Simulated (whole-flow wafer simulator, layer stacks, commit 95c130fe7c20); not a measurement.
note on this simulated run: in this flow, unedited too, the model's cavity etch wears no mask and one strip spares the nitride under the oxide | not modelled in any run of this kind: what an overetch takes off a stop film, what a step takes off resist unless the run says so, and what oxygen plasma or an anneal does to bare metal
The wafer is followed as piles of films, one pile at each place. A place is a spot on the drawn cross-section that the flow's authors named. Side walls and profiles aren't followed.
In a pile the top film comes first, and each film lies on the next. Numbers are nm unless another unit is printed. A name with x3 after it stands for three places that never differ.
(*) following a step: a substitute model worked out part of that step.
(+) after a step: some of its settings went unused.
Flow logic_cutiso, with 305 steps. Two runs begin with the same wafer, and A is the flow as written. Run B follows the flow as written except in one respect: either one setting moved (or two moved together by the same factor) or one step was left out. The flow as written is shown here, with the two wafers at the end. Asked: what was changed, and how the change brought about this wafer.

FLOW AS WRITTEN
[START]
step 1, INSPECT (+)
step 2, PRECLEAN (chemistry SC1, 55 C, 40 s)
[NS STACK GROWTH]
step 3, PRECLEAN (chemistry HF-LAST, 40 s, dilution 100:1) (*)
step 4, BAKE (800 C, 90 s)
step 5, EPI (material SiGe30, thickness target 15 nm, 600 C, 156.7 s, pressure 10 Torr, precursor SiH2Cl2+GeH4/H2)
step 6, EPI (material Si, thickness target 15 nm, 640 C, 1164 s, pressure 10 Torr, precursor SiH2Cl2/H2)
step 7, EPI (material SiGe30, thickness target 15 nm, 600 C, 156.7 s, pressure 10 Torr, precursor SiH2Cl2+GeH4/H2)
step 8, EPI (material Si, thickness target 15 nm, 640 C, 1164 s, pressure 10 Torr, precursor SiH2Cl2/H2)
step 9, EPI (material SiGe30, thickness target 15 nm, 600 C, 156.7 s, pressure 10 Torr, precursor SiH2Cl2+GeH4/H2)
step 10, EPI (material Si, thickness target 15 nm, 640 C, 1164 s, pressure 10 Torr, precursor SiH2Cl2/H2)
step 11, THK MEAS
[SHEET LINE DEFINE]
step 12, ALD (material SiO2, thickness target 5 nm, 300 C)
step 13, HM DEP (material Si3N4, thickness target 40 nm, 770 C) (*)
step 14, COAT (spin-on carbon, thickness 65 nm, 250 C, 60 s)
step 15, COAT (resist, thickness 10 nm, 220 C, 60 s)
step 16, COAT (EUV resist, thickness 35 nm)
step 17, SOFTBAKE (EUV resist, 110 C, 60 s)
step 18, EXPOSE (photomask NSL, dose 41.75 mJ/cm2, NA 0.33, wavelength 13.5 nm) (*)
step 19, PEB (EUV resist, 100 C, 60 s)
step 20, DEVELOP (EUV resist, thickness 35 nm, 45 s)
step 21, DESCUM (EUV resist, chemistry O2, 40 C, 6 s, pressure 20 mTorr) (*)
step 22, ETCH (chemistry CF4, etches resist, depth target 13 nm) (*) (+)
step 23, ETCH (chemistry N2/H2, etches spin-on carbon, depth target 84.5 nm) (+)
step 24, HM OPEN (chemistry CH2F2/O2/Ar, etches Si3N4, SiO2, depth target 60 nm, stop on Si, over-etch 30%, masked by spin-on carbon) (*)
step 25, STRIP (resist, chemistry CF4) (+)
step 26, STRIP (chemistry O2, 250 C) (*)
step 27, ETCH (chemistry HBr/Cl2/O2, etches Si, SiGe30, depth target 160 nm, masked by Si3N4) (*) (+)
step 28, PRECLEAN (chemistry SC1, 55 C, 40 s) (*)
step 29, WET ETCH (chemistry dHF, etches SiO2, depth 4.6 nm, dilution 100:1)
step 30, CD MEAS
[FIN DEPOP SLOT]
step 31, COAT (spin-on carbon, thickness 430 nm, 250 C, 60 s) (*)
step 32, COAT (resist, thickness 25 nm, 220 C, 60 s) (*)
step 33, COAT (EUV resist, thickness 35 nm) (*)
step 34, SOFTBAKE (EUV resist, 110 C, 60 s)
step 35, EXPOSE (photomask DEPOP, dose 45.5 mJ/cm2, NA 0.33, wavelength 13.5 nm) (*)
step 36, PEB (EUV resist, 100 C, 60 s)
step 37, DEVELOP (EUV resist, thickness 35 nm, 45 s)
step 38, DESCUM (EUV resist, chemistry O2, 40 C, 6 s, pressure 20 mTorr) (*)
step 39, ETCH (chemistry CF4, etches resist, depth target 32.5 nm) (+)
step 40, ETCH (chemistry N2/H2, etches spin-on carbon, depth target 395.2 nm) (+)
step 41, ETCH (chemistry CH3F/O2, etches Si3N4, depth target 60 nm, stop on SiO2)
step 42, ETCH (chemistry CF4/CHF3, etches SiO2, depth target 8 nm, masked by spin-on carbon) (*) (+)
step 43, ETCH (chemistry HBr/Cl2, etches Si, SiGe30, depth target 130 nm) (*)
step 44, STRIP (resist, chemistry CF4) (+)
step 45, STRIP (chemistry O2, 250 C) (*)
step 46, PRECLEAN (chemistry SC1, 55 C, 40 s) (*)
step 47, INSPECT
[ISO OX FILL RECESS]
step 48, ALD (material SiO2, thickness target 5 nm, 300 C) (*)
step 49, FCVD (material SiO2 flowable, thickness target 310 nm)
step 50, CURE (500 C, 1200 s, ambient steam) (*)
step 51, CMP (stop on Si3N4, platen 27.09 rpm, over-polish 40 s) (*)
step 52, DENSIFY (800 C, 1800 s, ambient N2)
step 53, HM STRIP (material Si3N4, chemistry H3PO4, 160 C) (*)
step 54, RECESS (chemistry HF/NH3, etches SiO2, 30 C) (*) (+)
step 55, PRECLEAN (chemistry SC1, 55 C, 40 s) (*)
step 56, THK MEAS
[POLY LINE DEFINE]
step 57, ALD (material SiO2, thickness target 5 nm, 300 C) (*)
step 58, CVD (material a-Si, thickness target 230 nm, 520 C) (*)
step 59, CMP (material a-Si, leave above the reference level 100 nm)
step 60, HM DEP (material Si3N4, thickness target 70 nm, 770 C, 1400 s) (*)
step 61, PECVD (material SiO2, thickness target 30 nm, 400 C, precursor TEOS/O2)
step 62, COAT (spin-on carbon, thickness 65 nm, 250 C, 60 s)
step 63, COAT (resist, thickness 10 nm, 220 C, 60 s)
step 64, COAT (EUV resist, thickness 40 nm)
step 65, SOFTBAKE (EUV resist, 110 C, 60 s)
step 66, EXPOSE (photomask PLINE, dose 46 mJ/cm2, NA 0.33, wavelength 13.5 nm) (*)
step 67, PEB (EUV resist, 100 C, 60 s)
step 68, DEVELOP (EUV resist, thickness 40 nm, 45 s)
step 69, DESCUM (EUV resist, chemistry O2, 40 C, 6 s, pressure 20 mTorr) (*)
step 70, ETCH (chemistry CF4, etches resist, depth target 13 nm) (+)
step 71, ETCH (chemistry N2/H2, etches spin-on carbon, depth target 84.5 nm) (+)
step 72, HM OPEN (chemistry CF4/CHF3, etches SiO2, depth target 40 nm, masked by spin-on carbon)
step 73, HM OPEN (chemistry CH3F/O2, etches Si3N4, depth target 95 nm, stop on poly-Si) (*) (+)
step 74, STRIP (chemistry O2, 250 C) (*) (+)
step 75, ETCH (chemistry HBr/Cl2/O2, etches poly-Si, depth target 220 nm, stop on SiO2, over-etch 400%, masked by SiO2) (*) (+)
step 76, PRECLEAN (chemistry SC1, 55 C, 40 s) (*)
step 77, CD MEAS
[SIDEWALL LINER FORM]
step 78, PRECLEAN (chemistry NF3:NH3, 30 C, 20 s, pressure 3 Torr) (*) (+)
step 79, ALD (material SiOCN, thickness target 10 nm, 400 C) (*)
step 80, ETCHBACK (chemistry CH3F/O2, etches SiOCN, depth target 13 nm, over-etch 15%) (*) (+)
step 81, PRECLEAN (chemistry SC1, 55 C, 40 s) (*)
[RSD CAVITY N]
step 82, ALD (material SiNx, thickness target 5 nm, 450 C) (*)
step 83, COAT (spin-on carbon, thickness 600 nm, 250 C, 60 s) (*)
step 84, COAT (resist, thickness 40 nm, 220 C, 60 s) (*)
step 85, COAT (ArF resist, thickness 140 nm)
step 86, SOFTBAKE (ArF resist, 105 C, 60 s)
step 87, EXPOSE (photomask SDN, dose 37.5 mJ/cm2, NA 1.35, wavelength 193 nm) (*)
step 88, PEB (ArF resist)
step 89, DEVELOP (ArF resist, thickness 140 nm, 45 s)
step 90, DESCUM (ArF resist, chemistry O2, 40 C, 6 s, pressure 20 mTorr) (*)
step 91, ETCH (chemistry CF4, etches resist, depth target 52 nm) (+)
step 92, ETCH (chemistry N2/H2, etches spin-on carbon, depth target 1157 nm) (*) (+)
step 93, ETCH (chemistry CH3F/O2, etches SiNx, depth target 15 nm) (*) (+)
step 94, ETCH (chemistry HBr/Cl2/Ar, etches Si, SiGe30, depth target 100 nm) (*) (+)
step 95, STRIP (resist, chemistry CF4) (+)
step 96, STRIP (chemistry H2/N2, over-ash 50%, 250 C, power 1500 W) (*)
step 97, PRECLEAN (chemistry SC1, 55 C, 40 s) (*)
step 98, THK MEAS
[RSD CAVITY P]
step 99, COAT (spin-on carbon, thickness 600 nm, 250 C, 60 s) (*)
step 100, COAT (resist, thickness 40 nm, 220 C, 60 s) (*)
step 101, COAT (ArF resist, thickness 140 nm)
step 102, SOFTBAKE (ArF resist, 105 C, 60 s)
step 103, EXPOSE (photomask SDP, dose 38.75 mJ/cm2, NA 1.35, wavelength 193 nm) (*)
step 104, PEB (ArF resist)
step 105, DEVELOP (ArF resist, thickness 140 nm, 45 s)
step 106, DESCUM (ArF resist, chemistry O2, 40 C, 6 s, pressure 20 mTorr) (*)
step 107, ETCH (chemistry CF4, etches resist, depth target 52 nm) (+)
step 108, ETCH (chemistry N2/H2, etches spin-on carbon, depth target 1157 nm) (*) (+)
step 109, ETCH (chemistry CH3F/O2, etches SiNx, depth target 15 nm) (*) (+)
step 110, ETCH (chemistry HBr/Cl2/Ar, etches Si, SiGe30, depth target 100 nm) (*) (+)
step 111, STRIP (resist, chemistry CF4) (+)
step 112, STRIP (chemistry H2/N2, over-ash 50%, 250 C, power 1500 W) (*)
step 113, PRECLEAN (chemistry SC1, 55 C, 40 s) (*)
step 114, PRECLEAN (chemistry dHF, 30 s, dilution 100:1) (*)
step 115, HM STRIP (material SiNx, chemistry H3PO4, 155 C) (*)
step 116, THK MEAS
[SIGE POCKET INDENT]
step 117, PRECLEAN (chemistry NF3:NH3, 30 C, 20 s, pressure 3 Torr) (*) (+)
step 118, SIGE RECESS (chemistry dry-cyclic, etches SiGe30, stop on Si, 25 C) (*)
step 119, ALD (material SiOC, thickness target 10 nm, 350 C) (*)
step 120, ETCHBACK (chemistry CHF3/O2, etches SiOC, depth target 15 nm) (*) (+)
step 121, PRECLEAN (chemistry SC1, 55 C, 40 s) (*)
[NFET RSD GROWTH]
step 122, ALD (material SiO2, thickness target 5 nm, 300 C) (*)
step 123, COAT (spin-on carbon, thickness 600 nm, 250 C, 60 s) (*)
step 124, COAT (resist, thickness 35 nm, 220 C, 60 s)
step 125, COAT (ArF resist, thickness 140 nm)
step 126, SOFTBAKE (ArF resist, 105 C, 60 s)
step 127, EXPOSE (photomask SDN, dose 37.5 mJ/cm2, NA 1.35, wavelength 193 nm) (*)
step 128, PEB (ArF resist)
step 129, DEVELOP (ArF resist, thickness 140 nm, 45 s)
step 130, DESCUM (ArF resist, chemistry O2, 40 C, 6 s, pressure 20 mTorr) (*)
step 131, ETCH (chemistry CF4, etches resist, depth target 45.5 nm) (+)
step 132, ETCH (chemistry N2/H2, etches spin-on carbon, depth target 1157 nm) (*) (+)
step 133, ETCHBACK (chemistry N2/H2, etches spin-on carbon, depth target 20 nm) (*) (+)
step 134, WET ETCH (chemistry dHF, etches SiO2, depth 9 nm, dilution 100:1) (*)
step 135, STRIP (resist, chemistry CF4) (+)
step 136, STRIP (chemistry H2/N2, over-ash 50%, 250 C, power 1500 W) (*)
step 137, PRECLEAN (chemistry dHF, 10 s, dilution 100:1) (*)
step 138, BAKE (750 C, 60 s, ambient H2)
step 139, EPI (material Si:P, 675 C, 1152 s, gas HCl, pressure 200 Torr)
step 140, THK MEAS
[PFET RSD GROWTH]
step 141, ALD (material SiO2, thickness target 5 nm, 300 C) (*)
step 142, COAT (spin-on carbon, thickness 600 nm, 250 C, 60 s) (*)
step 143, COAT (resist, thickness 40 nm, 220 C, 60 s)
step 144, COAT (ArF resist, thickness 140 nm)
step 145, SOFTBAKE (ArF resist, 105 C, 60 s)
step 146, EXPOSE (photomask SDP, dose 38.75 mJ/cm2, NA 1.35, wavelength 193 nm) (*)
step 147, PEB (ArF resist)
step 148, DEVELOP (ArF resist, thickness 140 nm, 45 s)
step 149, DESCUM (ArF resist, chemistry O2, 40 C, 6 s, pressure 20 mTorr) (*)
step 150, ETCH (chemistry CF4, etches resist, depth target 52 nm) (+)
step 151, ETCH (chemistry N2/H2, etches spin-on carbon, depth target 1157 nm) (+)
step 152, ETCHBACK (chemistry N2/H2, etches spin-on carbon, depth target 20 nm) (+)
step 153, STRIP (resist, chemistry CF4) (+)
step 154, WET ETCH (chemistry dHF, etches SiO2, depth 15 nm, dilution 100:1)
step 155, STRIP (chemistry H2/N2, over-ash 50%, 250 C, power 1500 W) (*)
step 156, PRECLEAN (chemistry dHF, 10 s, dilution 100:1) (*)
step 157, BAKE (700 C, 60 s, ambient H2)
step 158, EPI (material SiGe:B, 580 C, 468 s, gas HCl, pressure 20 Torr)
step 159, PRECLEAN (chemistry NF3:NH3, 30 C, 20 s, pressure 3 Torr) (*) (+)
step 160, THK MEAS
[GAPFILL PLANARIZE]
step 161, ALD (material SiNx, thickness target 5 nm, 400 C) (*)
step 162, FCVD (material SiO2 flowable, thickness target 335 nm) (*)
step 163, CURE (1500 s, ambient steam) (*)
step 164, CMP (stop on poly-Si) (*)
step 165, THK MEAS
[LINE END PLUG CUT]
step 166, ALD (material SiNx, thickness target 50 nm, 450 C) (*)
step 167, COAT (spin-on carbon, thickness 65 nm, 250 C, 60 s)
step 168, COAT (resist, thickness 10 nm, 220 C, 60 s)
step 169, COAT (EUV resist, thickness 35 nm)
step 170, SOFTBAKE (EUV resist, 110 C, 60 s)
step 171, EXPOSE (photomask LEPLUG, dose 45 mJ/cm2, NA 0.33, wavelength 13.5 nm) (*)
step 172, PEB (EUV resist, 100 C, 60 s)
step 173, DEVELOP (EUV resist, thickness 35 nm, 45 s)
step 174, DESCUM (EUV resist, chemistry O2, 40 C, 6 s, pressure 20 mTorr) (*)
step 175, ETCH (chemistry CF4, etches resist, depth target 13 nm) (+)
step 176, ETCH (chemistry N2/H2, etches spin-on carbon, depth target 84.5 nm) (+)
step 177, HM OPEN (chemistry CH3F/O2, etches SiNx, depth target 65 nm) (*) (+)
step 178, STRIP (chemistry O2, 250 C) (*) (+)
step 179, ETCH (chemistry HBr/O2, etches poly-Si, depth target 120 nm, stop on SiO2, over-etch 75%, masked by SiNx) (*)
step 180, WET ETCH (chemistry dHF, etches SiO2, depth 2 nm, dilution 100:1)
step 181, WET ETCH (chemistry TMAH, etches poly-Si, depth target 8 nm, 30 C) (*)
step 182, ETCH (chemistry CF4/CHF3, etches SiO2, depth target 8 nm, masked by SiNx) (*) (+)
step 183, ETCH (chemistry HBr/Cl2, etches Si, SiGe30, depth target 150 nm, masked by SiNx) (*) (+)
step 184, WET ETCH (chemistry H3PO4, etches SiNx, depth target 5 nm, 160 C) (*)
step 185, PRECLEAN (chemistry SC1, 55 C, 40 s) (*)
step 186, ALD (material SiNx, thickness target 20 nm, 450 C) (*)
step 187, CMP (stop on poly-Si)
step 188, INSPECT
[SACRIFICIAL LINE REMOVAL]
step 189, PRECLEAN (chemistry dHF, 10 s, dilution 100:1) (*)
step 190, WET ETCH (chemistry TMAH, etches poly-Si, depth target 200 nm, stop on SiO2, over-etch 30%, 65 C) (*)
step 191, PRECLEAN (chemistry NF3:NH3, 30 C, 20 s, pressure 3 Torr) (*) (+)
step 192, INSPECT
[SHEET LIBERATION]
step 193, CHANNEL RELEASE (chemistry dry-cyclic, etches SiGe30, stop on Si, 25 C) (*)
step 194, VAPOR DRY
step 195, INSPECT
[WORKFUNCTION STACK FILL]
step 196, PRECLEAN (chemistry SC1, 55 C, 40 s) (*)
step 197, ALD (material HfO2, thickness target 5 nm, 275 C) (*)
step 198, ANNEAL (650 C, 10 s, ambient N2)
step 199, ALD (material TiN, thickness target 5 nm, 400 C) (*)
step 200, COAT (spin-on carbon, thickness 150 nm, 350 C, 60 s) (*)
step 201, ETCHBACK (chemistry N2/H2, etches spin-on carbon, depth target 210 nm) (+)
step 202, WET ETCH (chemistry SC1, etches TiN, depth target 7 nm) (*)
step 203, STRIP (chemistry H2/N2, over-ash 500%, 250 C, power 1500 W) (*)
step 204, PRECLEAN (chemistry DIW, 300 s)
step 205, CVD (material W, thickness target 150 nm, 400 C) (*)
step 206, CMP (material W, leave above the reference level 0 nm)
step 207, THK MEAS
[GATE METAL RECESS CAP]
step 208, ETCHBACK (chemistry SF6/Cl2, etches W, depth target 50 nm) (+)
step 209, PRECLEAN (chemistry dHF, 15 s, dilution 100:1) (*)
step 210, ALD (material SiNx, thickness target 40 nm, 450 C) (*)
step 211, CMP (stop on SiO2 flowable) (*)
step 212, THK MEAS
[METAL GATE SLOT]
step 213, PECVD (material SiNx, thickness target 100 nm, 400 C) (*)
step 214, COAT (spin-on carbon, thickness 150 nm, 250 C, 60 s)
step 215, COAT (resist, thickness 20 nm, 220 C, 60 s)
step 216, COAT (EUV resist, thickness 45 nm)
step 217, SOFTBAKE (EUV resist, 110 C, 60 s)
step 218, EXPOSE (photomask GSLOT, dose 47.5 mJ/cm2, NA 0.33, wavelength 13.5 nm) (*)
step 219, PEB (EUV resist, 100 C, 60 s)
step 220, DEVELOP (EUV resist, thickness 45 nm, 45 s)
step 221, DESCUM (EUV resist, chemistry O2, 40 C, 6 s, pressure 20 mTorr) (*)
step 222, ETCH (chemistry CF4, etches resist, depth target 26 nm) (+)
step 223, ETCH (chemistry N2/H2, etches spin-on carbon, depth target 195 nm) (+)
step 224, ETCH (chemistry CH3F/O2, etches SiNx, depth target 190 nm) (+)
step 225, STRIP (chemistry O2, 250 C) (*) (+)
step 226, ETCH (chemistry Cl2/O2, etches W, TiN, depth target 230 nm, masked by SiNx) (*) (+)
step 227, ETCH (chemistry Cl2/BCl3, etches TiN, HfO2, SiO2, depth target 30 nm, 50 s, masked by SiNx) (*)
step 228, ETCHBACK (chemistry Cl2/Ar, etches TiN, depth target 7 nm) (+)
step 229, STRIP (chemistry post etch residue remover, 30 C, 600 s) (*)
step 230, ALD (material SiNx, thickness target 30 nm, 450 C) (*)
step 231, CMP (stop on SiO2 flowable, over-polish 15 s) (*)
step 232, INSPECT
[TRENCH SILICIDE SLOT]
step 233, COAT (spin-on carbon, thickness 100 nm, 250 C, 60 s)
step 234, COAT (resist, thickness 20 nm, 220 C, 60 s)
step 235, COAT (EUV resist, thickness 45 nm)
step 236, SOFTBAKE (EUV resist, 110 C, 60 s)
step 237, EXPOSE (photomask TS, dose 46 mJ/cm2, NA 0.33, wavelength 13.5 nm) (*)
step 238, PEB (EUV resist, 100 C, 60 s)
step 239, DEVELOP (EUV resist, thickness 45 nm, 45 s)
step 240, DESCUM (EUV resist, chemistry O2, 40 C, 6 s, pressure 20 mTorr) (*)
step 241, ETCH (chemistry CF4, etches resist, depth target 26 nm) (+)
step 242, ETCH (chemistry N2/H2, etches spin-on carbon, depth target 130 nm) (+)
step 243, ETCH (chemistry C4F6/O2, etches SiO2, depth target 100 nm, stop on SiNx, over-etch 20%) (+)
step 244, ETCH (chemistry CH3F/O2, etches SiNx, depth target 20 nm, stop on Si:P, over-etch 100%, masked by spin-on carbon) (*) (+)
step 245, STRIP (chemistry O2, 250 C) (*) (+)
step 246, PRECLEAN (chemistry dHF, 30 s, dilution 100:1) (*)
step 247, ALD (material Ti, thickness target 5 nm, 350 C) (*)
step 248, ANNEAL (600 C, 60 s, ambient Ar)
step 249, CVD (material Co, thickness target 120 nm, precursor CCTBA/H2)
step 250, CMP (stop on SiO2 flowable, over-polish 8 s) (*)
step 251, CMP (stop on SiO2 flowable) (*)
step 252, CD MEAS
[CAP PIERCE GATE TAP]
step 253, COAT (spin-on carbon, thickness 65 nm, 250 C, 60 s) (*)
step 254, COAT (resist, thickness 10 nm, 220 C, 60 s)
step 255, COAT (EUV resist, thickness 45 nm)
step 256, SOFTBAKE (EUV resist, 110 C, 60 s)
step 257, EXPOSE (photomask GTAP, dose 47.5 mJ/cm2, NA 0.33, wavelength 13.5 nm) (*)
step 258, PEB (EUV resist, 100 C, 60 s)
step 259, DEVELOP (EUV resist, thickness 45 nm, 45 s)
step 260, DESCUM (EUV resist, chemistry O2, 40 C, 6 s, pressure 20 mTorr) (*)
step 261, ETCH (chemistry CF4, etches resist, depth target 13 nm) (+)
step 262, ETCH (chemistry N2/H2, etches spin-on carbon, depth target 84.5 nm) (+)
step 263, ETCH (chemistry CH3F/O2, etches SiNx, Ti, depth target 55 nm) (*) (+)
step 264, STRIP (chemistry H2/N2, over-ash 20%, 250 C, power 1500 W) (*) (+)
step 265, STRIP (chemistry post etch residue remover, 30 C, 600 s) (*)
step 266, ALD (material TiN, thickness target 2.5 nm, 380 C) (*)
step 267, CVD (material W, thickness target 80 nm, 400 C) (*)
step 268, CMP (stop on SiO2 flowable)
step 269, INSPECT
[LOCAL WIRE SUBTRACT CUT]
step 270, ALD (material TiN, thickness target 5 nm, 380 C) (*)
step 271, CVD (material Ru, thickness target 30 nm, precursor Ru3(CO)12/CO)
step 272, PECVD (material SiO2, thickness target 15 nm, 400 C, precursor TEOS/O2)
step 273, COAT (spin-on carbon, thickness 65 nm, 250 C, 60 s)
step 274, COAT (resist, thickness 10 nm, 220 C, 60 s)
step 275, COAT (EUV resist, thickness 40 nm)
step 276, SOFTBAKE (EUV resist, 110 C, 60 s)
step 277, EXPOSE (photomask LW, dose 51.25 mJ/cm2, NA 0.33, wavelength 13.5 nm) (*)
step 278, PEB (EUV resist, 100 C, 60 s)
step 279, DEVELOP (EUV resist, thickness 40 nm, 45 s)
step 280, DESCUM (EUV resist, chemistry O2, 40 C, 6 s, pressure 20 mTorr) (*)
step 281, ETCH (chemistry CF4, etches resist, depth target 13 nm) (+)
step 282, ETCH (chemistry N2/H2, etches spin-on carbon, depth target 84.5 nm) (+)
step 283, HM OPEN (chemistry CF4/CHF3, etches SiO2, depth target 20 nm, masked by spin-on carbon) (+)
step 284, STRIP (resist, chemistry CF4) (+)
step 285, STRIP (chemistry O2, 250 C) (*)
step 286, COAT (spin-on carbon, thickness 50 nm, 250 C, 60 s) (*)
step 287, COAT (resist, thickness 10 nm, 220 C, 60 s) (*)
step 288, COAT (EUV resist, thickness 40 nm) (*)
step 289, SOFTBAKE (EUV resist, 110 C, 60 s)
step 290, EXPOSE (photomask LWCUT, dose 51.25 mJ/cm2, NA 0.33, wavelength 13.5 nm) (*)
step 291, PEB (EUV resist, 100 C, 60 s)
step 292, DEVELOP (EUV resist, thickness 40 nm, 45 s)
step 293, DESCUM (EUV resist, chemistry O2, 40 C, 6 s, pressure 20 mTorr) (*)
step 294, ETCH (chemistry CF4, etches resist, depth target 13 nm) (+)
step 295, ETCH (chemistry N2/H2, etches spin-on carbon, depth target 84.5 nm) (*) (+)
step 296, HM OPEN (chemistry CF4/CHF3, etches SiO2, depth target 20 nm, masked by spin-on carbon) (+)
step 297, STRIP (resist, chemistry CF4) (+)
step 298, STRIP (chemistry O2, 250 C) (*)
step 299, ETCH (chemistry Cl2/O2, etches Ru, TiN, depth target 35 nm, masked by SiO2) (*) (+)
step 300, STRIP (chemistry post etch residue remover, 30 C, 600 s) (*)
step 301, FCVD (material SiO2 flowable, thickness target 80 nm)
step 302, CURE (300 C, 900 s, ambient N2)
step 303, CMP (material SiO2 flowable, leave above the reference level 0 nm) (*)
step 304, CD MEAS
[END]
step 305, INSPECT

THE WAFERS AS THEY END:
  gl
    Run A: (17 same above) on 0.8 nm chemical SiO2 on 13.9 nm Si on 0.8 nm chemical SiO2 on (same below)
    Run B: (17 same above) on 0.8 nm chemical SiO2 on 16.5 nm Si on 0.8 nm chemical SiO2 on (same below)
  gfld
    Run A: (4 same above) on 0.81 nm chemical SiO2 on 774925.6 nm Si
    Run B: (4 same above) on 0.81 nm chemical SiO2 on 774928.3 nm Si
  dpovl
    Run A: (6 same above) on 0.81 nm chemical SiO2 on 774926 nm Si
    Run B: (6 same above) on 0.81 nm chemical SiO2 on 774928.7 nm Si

The reason: step 6, EPI: thickness target 17.6 nm was run, though the flow has thickness target 15 nm; step 6, EPI: 1368 s was run, where the flow has 1164 s.

The path from the change to this, step by step:
  step 6, EPI (material Si, thickness target 15 nm, 640 C, 1164 s, pressure 10 Torr, precursor SiH2Cl2/H2)
      depop, dpovl, gfld and 19 more: A +15 Si (new film) | B +17.6 Si (new film)
  step 27, ETCH (chemistry HBr/Cl2/O2, etches Si, SiGe30, depth target 160 nm, masked by Si3N4) (*) (+)
      gfld, gxf, iso, lnri: A -0.79 chemical SiO2 (all of it), -11.4 Si (all of it), -15 SiGe30 (all of it), -15 Si (all of it), -15 SiGe30 (all of it), -15 Si (all of it), -15 SiGe30 (all of it), -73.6 Si | B -0.79 chemical SiO2 (all of it), -11.4 Si (all of it), -15 SiGe30 (all of it), -15 Si (all of it), -15 SiGe30 (all of it), -17.6 Si (all of it), -15 SiGe30 (all of it), -71 Si
      dpovl, nsgap: A -0.79 chemical SiO2 (all of it), -11.8 Si (all of it), -15 SiGe30 (all of it), -15 Si (all of it), -15 SiGe30 (all of it), -15 Si (all of it), -15 SiGe30 (all of it), -73.2 Si | B -0.79 chemical SiO2 (all of it), -11.8 Si (all of it), -15 SiGe30 (all of it), -15 Si (all of it), -15 SiGe30 (all of it), -17.6 Si (all of it), -15 SiGe30 (all of it), -70.6 Si
      (as well as at 1 more place)
  step 43, ETCH (chemistry HBr/Cl2, etches Si, SiGe30, depth target 130 nm) (*)
      depop: A -14 Si (all of it), -15 SiGe30 (all of it), -15 Si (all of it), -15 SiGe30 (all of it), -15 Si (all of it), -15 SiGe30 (all of it), -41 Si | B -14 Si (all of it), -15 SiGe30 (all of it), -15 Si (all of it), -15 SiGe30 (all of it), -17.6 Si (all of it), -15 SiGe30 (all of it), -38.3 Si
  step 94, ETCH (chemistry HBr/Cl2/Ar, etches Si, SiGe30, depth target 100 nm) (*) (+)
      rsdn, rsdx: A -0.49 chemical SiO2 (all of it), -12.8 Si (all of it), -15 SiGe30 (all of it), -15 Si (all of it), -15 SiGe30 (all of it), -15 Si (all of it), -15 SiGe30 (all of it), -12.2 Si | B -0.49 chemical SiO2 (all of it), -12.8 Si (all of it), -15 SiGe30 (all of it), -15 Si (all of it), -15 SiGe30 (all of it), -17.6 Si (all of it), -15 SiGe30 (all of it), -9.54 Si
  step 110, ETCH (chemistry HBr/Cl2/Ar, etches Si, SiGe30, depth target 100 nm) (*) (+)
      rsdp, rsdw: A -0.49 chemical SiO2 (all of it), -12.8 Si (all of it), -15 SiGe30 (all of it), -15 Si (all of it), -15 SiGe30 (all of it), -15 Si (all of it), -15 SiGe30 (all of it), -12.2 Si | B -0.49 chemical SiO2 (all of it), -12.8 Si (all of it), -15 SiGe30 (all of it), -15 Si (all of it), -15 SiGe30 (all of it), -17.6 Si (all of it), -15 SiGe30 (all of it), -9.54 Si
  step 183, ETCH (chemistry HBr/Cl2, etches Si, SiGe30, depth target 150 nm, masked by SiNx) (*) (+)
      plug: A -13.6 Si (all of it), -15 SiGe30 (all of it), -15 Si (all of it), -15 SiGe30 (all of it), -15 Si (all of it), -15 SiGe30 (all of it), -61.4 Si | B -13.6 Si (all of it), -15 SiGe30 (all of it), -15 Si (all of it), -15 SiGe30 (all of it), -17.6 Si (all of it), -15 SiGe30 (all of it), -58.8 Si
